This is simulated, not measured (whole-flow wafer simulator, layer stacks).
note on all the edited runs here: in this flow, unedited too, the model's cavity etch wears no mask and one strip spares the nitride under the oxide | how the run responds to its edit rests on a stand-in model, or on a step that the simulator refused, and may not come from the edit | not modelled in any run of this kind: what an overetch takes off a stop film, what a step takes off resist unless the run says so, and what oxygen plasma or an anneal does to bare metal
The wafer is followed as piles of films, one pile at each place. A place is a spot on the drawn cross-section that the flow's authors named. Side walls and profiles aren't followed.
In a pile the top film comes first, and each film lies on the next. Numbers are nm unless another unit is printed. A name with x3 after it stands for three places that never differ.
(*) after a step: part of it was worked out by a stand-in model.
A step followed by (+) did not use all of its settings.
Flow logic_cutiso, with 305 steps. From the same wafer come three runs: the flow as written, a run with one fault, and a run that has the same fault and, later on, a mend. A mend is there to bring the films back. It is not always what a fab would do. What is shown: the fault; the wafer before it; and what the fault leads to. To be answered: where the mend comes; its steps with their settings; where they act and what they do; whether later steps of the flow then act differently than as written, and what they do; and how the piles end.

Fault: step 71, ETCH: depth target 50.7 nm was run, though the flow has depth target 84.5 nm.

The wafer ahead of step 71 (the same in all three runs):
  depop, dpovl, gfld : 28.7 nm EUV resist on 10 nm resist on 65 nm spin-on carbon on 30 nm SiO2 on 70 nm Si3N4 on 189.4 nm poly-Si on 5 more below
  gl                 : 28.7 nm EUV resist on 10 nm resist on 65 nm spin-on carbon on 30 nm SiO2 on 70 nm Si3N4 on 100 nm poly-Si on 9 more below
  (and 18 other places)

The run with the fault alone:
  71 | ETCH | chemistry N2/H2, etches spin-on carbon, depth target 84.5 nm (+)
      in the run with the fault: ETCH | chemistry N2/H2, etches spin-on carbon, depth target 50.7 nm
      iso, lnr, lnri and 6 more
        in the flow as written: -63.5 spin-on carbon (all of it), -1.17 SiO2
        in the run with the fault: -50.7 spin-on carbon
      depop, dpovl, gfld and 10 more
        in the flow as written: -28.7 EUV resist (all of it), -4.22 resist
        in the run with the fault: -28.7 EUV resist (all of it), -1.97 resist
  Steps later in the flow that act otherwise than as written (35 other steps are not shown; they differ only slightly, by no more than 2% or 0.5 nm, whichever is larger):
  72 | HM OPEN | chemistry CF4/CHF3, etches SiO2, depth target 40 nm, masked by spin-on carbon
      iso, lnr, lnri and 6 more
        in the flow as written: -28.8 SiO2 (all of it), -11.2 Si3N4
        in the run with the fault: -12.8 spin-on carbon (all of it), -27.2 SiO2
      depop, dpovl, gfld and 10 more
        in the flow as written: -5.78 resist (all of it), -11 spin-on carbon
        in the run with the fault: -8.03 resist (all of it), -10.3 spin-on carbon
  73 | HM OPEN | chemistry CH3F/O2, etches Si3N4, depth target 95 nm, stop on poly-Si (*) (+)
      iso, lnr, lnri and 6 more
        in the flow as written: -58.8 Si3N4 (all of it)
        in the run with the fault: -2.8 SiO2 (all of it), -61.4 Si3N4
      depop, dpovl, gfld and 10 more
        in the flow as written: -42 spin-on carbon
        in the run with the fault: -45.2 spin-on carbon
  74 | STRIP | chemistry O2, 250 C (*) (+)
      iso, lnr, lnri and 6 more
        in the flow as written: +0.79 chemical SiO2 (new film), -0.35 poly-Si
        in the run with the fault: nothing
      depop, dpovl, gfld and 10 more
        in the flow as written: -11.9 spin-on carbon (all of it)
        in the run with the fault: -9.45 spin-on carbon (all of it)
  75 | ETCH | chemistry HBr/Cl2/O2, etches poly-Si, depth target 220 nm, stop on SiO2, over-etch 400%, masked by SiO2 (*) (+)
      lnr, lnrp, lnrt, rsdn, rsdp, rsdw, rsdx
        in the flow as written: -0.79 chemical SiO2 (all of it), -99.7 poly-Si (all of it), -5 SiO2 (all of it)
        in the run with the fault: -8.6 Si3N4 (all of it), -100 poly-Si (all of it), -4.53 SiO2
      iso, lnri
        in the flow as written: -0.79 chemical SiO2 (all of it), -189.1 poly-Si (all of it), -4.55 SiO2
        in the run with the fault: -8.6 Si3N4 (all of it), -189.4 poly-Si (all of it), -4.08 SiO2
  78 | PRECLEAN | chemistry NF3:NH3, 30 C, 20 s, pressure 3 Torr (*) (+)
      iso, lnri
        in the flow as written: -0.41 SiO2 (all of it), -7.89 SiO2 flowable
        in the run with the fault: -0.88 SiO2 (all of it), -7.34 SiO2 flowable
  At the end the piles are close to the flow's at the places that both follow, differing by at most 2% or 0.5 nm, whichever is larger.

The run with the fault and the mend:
  After step 71 comes the mend.
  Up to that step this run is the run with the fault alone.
  71a | ETCH | chemistry N2/H2, etches spin-on carbon, depth target 33.8 nm (*) (+) (the flow's step 71, run once more with other settings)
      depop, dpovl, gfld and 10 more
        -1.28 resist
      iso, lnr, lnri and 6 more
        -12.8 spin-on carbon (all of it), -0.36 SiO2
  Steps later in the flow that act otherwise than as written (2 other steps are not shown; they differ only slightly, by no more than 2% or 0.5 nm, whichever is larger):
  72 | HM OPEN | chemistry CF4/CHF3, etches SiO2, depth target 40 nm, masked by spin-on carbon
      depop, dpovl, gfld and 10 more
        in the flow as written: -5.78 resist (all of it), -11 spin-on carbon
        in the run with the mend: -6.75 resist (all of it), -10.7 spin-on carbon
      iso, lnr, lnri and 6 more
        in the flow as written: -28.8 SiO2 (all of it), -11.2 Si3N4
        in the run with the mend: -29.6 SiO2 (all of it), -10.4 Si3N4
  By the end, the piles equal the flow's at every place that both follow.
